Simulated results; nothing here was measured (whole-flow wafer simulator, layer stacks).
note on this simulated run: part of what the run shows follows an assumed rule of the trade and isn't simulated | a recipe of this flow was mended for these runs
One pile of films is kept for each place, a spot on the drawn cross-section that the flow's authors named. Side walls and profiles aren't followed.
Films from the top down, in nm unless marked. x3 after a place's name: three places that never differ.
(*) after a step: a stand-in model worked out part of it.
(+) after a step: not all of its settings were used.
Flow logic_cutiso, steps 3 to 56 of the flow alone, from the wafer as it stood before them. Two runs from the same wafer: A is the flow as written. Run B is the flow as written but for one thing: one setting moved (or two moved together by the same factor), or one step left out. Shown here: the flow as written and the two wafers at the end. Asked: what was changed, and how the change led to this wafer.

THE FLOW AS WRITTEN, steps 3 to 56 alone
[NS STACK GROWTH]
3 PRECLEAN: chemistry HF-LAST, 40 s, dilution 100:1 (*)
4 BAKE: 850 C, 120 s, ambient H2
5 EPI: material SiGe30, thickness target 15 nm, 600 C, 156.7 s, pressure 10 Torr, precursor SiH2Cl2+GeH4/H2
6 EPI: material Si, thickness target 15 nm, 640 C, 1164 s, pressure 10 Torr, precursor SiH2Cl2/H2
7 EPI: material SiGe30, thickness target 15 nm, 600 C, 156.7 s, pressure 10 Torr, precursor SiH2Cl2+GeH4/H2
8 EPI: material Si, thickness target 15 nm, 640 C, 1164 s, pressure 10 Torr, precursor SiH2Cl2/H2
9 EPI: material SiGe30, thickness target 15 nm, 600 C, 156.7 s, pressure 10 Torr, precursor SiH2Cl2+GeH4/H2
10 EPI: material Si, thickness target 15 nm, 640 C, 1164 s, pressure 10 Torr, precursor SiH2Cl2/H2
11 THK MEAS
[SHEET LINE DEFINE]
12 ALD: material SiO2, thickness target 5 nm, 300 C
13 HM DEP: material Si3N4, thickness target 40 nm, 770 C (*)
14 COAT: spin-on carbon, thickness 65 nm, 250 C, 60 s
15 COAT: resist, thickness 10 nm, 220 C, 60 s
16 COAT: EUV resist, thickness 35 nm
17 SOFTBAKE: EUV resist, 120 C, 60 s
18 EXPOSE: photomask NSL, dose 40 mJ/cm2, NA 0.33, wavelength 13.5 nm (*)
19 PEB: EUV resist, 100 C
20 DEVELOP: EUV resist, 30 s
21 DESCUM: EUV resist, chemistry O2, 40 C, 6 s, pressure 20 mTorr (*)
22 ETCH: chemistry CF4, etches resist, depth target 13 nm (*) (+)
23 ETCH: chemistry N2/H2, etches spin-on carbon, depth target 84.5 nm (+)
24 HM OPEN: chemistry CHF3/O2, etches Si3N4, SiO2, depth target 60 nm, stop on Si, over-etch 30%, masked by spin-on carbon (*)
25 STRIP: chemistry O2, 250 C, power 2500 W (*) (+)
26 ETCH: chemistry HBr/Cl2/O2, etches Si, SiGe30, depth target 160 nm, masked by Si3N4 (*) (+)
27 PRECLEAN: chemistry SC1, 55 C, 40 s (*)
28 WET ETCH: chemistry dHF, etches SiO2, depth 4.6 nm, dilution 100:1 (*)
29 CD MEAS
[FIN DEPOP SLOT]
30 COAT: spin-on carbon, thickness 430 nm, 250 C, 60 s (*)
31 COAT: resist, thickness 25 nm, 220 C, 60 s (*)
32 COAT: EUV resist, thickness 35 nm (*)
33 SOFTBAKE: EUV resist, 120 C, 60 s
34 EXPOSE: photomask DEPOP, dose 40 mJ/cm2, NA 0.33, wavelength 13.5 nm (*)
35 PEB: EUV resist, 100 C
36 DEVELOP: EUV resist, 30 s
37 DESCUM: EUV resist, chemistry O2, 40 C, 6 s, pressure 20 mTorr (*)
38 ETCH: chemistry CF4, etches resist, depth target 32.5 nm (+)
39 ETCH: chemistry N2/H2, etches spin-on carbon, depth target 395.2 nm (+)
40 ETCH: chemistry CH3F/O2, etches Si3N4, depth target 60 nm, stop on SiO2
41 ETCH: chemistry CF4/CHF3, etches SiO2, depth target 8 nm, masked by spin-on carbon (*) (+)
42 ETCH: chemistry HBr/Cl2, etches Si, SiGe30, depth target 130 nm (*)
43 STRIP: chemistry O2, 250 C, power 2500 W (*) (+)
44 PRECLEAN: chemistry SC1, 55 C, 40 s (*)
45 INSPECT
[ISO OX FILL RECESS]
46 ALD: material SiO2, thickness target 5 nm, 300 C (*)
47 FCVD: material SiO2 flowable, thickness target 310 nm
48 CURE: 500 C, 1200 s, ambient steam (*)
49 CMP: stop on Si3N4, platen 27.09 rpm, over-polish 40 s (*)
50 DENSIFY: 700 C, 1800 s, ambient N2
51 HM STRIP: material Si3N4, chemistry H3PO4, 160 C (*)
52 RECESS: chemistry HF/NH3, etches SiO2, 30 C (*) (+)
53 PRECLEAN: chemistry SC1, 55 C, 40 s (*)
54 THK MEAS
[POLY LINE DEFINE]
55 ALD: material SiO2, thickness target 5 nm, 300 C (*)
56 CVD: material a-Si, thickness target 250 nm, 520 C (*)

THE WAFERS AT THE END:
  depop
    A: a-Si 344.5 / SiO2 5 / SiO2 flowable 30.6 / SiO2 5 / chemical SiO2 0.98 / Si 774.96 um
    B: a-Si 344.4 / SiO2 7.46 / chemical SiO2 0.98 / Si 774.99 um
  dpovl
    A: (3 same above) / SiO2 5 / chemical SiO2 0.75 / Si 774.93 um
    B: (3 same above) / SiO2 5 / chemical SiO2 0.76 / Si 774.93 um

The cause: step 42, ETCH: depth target 96.8 nm was run, where the flow has depth target 130 nm.

How the change led to this, step by step:
  42 ETCH: chemistry HBr/Cl2, etches Si, SiGe30, depth target 130 nm (*)
      dpovl, gfld, gl and 18 more: A spin-on carbon -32 | B spin-on carbon -25.4
      depop: A Si -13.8 (all of it), SiGe30 -15 (all of it), Si -15 (all of it), SiGe30 -15 (all of it), Si -15 (all of it), SiGe30 -15 (all of it), Si -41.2 | B Si -13.8 (all of it), SiGe30 -15 (all of it), Si -15 (all of it), SiGe30 -15 (all of it), Si -15 (all of it), SiGe30 -15 (all of it), Si -8.01
  43 STRIP: chemistry O2, 250 C, power 2500 W (*) (+)
      dpovl: A chemical SiO2 +0.75 (new film), spin-on carbon -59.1 (all of it), Si -0.33 | B chemical SiO2 +0.75 (new film), spin-on carbon -65.7 (all of it), Si -0.33
      ns: A spin-on carbon -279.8 (all of it) | B spin-on carbon -286.5 (all of it)
  47 FCVD: material SiO2 flowable, thickness target 310 nm
      depop: A SiO2 flowable +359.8 (new film) | B SiO2 flowable +330 (new film)
  52 RECESS: chemistry HF/NH3, etches SiO2, 30 C (*) (+)
      depop: A SiO2 flowable -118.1 | B SiO2 flowable -115.7 (all of it), SiO2 -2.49
  55 ALD: material SiO2, thickness target 5 nm, 300 C (*)
      depop: A SiO2 +5 (new film) | B SiO2 +5
